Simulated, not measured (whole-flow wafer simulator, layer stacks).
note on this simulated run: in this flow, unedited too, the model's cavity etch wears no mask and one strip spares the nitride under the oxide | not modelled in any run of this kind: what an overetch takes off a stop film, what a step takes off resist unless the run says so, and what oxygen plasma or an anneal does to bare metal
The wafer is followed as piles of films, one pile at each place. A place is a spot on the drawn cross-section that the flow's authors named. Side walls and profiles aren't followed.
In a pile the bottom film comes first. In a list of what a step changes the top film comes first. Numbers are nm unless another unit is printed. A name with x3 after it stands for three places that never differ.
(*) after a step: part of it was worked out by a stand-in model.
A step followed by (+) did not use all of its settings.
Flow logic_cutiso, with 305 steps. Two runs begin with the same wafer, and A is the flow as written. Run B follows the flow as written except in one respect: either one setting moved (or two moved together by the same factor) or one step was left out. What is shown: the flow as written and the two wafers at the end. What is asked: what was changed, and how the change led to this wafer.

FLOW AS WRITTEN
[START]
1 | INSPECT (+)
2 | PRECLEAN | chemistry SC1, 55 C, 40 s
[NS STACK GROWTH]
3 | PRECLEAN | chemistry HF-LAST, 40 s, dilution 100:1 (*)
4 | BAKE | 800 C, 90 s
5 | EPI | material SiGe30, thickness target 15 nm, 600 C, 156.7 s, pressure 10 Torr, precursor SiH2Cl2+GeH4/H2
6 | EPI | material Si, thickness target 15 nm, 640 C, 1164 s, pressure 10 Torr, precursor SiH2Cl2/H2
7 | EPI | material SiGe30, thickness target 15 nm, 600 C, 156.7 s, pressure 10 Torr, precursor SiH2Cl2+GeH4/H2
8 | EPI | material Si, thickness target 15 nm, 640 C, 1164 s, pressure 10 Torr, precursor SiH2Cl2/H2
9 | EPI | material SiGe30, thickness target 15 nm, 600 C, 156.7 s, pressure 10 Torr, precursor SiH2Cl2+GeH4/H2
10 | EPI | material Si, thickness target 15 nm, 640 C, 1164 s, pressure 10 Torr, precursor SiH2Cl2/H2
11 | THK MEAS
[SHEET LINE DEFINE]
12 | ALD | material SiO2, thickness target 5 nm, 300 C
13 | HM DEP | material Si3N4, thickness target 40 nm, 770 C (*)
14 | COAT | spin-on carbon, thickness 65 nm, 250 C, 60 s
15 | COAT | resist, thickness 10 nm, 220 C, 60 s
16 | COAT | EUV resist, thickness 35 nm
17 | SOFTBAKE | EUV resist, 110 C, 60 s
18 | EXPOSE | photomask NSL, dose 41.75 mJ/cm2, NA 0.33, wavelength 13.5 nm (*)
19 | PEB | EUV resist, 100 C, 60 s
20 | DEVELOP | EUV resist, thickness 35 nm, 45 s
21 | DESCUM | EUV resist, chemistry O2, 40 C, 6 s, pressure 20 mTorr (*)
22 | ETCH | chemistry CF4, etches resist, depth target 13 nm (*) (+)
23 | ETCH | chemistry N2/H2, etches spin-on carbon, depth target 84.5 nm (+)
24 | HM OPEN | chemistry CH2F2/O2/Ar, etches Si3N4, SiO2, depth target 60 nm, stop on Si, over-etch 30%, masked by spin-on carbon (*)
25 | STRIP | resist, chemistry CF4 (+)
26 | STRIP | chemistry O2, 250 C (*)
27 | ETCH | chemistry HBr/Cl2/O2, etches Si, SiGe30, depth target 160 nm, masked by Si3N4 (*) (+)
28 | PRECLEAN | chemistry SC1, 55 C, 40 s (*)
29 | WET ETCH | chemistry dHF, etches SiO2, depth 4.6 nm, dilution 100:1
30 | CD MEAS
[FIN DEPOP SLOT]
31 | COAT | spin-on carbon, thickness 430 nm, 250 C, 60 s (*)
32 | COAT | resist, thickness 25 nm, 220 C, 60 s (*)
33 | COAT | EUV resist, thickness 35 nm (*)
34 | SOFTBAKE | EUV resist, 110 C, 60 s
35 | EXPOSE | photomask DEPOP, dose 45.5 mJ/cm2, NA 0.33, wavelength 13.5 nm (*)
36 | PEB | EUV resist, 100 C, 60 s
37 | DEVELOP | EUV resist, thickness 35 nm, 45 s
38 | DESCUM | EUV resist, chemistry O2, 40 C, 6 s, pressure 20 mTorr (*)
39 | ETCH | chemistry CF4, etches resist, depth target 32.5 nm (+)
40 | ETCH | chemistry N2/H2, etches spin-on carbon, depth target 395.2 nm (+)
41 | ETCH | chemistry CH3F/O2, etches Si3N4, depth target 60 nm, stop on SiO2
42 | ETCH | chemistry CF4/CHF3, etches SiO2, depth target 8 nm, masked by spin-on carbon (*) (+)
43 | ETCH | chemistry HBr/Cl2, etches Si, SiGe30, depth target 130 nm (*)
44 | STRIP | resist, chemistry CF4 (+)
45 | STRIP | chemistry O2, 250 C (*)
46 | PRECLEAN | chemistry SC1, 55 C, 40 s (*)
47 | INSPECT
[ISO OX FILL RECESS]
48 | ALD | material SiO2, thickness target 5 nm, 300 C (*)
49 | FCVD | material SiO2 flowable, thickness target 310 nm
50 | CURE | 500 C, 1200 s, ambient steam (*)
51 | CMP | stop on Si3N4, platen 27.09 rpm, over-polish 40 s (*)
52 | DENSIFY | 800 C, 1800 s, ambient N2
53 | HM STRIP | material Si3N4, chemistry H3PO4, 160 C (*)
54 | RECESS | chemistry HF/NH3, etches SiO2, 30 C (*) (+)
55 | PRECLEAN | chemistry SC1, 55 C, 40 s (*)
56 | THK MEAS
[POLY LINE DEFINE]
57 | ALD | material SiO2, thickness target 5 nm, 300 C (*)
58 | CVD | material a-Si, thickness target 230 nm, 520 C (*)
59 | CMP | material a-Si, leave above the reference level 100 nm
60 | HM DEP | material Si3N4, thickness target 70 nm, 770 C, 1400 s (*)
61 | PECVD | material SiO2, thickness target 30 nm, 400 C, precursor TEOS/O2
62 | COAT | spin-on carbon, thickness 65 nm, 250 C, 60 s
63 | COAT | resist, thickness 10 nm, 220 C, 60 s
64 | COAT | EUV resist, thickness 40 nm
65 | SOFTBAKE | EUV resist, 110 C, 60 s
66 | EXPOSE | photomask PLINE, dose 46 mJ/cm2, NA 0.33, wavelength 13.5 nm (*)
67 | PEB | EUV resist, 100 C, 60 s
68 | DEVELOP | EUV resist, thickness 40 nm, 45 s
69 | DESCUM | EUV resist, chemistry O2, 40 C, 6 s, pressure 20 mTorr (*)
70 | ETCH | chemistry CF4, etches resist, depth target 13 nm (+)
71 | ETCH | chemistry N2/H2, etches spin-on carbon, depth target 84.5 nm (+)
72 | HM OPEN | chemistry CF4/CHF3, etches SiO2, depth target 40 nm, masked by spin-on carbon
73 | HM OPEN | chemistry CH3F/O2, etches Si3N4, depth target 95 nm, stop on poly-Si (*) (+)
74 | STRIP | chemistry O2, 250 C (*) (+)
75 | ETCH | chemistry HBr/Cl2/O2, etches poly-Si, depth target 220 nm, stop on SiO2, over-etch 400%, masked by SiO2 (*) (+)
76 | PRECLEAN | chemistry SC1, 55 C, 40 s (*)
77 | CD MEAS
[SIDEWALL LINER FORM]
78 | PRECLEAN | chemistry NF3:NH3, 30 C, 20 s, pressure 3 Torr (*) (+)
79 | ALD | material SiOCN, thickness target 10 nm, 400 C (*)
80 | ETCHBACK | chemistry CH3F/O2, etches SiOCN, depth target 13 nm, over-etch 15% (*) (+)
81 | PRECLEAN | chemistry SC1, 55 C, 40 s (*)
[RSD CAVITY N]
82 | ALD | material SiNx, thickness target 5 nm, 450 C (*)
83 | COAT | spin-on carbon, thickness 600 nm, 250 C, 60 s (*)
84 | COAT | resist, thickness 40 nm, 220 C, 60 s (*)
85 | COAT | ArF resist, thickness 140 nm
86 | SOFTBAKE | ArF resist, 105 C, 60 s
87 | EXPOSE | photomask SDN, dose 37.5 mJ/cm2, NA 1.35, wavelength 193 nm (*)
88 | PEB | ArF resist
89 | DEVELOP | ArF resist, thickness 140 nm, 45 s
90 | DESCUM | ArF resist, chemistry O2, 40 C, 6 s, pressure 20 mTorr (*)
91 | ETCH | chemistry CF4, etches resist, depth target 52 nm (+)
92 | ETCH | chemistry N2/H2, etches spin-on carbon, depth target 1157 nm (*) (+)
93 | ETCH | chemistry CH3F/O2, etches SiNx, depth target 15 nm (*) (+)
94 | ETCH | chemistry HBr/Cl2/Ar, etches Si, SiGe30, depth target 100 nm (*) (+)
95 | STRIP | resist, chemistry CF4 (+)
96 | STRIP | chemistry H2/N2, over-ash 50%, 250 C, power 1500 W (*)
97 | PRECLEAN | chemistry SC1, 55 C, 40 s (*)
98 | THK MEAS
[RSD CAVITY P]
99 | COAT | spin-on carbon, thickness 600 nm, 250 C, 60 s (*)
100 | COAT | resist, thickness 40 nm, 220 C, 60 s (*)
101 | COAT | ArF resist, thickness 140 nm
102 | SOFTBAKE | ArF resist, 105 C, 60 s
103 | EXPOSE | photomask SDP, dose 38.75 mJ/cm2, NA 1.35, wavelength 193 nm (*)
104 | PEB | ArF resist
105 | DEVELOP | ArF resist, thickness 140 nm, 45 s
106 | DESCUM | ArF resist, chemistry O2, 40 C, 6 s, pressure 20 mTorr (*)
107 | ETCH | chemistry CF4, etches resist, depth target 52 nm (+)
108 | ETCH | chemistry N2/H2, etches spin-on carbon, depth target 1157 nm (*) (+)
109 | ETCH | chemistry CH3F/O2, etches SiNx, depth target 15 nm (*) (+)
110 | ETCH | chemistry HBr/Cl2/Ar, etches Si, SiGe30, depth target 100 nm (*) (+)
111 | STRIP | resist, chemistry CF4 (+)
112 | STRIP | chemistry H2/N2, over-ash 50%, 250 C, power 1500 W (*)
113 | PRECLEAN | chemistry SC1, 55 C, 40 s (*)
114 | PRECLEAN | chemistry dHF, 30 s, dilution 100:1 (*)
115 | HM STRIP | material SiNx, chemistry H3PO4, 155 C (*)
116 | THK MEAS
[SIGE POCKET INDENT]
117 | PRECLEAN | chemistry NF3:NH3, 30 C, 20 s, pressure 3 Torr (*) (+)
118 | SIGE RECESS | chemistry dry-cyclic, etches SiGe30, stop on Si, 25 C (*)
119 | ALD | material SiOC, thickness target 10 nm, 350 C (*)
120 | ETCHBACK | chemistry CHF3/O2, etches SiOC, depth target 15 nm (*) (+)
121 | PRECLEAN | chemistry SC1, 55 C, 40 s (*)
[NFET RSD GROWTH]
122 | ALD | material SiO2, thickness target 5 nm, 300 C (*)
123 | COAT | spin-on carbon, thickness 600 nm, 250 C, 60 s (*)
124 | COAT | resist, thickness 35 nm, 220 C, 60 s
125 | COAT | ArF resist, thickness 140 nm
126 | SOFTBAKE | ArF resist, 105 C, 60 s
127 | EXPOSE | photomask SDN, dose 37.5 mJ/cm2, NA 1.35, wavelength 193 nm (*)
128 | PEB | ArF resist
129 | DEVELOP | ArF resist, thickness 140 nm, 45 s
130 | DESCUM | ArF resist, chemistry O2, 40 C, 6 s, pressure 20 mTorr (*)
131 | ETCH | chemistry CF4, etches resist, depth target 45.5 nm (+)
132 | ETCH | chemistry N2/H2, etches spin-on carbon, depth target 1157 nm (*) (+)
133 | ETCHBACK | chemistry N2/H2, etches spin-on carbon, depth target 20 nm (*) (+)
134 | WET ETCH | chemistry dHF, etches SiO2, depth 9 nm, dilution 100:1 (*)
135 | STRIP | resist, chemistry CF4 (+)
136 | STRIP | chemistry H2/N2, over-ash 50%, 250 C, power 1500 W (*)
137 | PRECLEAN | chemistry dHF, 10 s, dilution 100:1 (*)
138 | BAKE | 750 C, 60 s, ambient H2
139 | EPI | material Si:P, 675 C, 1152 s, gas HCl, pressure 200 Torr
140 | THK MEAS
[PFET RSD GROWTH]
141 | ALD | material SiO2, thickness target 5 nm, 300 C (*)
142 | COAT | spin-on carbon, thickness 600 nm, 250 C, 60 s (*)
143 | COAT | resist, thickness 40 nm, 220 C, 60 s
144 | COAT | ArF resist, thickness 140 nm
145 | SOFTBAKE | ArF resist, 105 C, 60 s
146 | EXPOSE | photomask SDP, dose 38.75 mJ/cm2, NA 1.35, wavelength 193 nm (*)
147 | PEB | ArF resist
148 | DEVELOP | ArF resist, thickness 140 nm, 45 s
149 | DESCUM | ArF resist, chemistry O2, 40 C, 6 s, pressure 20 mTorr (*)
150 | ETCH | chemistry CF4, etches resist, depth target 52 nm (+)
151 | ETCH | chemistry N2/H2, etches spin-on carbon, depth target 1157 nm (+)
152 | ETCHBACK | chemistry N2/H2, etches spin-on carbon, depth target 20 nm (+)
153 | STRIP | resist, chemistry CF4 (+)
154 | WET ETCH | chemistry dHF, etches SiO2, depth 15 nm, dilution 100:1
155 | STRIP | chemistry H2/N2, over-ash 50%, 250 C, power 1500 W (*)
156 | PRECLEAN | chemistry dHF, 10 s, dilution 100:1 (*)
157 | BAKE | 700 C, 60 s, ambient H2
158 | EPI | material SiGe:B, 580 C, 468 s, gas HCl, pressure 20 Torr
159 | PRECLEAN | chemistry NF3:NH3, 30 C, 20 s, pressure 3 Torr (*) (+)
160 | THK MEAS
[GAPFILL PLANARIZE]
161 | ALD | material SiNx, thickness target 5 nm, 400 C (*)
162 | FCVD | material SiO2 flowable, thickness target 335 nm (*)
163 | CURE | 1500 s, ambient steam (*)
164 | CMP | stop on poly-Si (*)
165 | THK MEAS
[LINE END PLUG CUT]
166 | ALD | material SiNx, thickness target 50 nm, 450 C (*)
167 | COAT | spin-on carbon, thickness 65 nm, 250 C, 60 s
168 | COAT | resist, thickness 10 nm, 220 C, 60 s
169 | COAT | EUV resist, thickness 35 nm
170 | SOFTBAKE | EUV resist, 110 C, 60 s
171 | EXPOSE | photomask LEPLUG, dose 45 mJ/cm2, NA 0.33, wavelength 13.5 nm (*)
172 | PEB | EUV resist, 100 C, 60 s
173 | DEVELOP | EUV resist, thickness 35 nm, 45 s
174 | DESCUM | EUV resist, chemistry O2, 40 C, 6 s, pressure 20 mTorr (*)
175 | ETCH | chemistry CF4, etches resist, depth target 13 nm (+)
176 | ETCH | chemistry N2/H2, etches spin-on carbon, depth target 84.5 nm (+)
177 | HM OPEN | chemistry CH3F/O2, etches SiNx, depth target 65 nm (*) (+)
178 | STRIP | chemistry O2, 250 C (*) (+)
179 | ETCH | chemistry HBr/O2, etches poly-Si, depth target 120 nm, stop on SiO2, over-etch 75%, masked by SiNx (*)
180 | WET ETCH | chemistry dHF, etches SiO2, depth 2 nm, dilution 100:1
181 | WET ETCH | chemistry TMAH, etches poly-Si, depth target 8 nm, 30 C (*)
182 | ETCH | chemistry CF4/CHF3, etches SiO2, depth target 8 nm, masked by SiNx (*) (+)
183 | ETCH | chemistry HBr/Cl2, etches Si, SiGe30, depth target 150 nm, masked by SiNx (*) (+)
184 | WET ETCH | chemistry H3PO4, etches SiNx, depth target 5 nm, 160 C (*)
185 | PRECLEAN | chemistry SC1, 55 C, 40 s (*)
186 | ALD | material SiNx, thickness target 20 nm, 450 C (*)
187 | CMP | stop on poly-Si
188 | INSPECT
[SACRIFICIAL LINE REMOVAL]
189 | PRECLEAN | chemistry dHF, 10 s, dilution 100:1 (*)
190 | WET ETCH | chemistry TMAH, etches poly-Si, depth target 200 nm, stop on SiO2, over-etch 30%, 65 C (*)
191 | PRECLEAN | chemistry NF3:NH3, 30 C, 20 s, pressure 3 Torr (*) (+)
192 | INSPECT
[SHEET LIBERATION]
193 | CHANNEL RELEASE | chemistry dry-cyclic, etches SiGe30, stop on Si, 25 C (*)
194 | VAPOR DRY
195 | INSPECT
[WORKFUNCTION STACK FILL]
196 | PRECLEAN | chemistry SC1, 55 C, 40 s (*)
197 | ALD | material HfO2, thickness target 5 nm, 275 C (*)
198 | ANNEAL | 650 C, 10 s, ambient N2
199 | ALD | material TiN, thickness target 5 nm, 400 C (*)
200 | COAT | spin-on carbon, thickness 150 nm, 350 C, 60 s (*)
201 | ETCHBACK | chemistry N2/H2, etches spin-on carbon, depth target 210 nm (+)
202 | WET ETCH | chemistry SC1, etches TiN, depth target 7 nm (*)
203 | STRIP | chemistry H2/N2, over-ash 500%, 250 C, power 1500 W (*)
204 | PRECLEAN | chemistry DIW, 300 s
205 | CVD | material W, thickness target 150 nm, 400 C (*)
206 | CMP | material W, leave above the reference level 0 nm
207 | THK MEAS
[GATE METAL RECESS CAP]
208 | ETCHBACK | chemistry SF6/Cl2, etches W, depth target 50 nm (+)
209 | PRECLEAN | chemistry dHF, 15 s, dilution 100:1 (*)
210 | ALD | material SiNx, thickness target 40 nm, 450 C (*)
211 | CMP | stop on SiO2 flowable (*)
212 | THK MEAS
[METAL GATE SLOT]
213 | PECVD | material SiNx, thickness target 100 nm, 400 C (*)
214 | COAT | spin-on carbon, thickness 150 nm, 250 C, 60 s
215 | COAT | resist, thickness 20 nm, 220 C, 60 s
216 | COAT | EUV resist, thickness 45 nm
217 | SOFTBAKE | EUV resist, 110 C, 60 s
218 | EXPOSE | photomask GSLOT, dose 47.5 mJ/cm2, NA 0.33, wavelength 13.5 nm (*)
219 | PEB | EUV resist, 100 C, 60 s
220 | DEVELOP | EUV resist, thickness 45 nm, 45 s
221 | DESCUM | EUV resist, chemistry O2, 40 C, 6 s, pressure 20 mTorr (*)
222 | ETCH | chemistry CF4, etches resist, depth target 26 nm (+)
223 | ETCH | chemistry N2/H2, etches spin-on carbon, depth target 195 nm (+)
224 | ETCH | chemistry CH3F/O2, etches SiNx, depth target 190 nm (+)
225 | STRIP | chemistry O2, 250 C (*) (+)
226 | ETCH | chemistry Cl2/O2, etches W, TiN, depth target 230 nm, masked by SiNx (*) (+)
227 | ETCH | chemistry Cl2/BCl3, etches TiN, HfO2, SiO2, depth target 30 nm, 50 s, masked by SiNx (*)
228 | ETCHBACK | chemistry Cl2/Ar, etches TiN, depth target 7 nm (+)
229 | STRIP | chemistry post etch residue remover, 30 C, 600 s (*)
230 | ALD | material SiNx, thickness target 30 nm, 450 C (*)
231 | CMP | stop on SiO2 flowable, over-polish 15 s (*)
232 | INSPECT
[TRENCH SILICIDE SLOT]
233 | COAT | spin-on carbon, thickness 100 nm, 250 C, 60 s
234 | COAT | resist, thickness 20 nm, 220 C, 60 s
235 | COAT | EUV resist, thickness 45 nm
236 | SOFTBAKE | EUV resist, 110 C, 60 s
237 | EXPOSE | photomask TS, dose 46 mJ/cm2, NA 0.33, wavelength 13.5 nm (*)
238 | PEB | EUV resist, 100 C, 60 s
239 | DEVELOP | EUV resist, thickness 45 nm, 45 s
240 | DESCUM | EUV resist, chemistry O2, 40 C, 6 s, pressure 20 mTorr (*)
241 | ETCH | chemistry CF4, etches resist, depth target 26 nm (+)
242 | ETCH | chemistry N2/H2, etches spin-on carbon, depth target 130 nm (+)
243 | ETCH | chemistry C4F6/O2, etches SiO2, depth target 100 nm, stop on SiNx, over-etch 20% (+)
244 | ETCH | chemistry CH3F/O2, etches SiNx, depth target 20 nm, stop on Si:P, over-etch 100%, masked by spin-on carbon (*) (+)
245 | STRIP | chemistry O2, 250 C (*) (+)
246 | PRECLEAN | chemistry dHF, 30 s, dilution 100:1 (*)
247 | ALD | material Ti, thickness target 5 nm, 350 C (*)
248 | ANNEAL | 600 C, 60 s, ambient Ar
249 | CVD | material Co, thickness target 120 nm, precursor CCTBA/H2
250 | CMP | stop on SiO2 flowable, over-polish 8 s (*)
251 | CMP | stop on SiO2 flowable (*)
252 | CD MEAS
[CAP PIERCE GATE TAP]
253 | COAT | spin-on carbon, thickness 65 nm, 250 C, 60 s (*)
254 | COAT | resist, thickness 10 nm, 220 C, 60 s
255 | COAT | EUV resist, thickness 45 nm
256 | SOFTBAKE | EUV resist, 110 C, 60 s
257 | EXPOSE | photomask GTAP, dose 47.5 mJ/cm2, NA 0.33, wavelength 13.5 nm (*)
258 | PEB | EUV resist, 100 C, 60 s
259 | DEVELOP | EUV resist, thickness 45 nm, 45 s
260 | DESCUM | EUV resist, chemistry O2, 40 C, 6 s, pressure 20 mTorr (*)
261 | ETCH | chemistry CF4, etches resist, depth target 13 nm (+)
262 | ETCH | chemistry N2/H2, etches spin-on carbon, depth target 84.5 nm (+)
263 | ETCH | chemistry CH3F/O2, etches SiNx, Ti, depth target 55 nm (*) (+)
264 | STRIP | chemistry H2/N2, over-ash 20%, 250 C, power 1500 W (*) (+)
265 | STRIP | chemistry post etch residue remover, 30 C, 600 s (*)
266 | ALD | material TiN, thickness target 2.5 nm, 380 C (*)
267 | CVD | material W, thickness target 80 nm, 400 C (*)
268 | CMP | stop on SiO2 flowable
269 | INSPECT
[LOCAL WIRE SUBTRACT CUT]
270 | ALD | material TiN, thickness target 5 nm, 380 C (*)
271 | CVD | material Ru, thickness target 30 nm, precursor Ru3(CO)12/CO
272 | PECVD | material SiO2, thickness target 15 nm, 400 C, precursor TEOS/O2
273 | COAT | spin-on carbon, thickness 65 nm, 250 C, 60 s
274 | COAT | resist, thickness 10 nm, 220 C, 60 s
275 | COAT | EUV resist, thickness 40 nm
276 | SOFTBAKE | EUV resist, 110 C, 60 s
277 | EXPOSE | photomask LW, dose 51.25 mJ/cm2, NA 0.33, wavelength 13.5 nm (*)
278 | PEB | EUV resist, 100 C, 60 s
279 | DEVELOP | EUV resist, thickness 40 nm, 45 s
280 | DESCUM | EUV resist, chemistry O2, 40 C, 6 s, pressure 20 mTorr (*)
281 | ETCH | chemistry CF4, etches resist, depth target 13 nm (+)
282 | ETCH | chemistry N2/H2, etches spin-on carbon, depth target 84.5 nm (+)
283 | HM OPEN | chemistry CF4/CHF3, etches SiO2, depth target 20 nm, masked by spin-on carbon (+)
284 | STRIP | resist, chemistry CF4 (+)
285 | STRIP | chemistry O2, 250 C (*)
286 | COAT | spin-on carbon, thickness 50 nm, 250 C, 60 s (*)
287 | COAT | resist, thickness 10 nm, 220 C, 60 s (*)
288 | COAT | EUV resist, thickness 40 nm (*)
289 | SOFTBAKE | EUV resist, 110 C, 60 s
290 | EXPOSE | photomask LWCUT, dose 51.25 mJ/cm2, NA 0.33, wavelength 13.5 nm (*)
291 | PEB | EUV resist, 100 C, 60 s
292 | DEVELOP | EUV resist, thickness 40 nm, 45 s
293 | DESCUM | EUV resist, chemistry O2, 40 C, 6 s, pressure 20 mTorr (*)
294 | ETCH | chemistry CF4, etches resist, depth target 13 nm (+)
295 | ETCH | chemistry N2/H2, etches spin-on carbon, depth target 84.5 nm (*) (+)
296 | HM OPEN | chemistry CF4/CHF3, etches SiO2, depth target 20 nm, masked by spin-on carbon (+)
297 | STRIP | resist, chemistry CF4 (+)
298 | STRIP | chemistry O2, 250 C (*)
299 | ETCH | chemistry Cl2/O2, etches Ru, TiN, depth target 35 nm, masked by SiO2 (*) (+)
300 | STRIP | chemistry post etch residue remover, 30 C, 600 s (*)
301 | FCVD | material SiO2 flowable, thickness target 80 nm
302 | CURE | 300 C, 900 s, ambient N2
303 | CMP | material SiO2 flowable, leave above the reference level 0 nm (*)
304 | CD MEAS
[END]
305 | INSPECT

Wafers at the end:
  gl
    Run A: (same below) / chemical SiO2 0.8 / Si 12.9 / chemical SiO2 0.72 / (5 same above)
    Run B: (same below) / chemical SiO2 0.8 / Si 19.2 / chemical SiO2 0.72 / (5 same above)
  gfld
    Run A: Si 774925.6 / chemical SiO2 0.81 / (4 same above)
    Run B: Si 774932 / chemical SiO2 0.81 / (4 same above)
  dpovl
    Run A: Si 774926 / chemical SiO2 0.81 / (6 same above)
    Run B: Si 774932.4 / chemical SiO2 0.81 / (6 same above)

Cause: step 10, EPI: thickness target 21.4 nm was run, whereas the flow has thickness target 15 nm; step 10, EPI: 1659 s was run, where the flow has 1164 s.

How this came from the change, step by step:
  10 | EPI | material Si, thickness target 15 nm, 640 C, 1164 s, pressure 10 Torr, precursor SiH2Cl2/H2
      depop, dpovl, gfld and 19 more: A Si gains 15 (new film) | B Si gains 21.4 (new film)
  27 | ETCH | chemistry HBr/Cl2/O2, etches Si, SiGe30, depth target 160 nm, masked by Si3N4 (*) (+)
      gfld, gxf, iso, lnri: A chemical SiO2 loses 0.79 (all of it), Si loses 11.4 (all of it), SiGe30 loses 15 (all of it), Si loses 15 (all of it), SiGe30 loses 15 (all of it), Si loses 15 (all of it), SiGe30 loses 15 (all of it), Si loses 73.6 | B chemical SiO2 loses 0.79 (all of it), Si loses 17.7 (all of it), SiGe30 loses 15 (all of it), Si loses 15 (all of it), SiGe30 loses 15 (all of it), Si loses 15 (all of it), SiGe30 loses 15 (all of it), Si loses 67.3
      dpovl, nsgap: A chemical SiO2 loses 0.79 (all of it), Si loses 11.8 (all of it), SiGe30 loses 15 (all of it), Si loses 15 (all of it), SiGe30 loses 15 (all of it), Si loses 15 (all of it), SiGe30 loses 15 (all of it), Si loses 73.2 | B chemical SiO2 loses 0.79 (all of it), Si loses 18.1 (all of it), SiGe30 loses 15 (all of it), Si loses 15 (all of it), SiGe30 loses 15 (all of it), Si loses 15 (all of it), SiGe30 loses 15 (all of it), Si loses 66.9
      (also at 1 further place)
  43 | ETCH | chemistry HBr/Cl2, etches Si, SiGe30, depth target 130 nm (*)
      depop: A Si loses 14 (all of it), SiGe30 loses 15 (all of it), Si loses 15 (all of it), SiGe30 loses 15 (all of it), Si loses 15 (all of it), SiGe30 loses 15 (all of it), Si loses 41 | B Si loses 20.4 (all of it), SiGe30 loses 15 (all of it), Si loses 15 (all of it), SiGe30 loses 15 (all of it), Si loses 15 (all of it), SiGe30 loses 15 (all of it), Si loses 34.6
  94 | ETCH | chemistry HBr/Cl2/Ar, etches Si, SiGe30, depth target 100 nm (*) (+)
      rsdn, rsdx: A chemical SiO2 loses 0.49 (all of it), Si loses 12.8 (all of it), SiGe30 loses 15 (all of it), Si loses 15 (all of it), SiGe30 loses 15 (all of it), Si loses 15 (all of it), SiGe30 loses 15 (all of it), Si loses 12.2 | B chemical SiO2 loses 0.49 (all of it), Si loses 19.2 (all of it), SiGe30 loses 15 (all of it), Si loses 15 (all of it), SiGe30 loses 15 (all of it), Si loses 15 (all of it), SiGe30 loses 15 (all of it), Si loses 5.79
  110 | ETCH | chemistry HBr/Cl2/Ar, etches Si, SiGe30, depth target 100 nm (*) (+)
      rsdp, rsdw: A chemical SiO2 loses 0.49 (all of it), Si loses 12.8 (all of it), SiGe30 loses 15 (all of it), Si loses 15 (all of it), SiGe30 loses 15 (all of it), Si loses 15 (all of it), SiGe30 loses 15 (all of it), Si loses 12.2 | B chemical SiO2 loses 0.49 (all of it), Si loses 19.2 (all of it), SiGe30 loses 15 (all of it), Si loses 15 (all of it), SiGe30 loses 15 (all of it), Si loses 15 (all of it), SiGe30 loses 15 (all of it), Si loses 5.79
  183 | ETCH | chemistry HBr/Cl2, etches Si, SiGe30, depth target 150 nm, masked by SiNx (*) (+)
      plug: A Si loses 13.6 (all of it), SiGe30 loses 15 (all of it), Si loses 15 (all of it), SiGe30 loses 15 (all of it), Si loses 15 (all of it), SiGe30 loses 15 (all of it), Si loses 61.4 | B Si loses 19.9 (all of it), SiGe30 loses 15 (all of it), Si loses 15 (all of it), SiGe30 loses 15 (all of it), Si loses 15 (all of it), SiGe30 loses 15 (all of it), Si loses 55.1
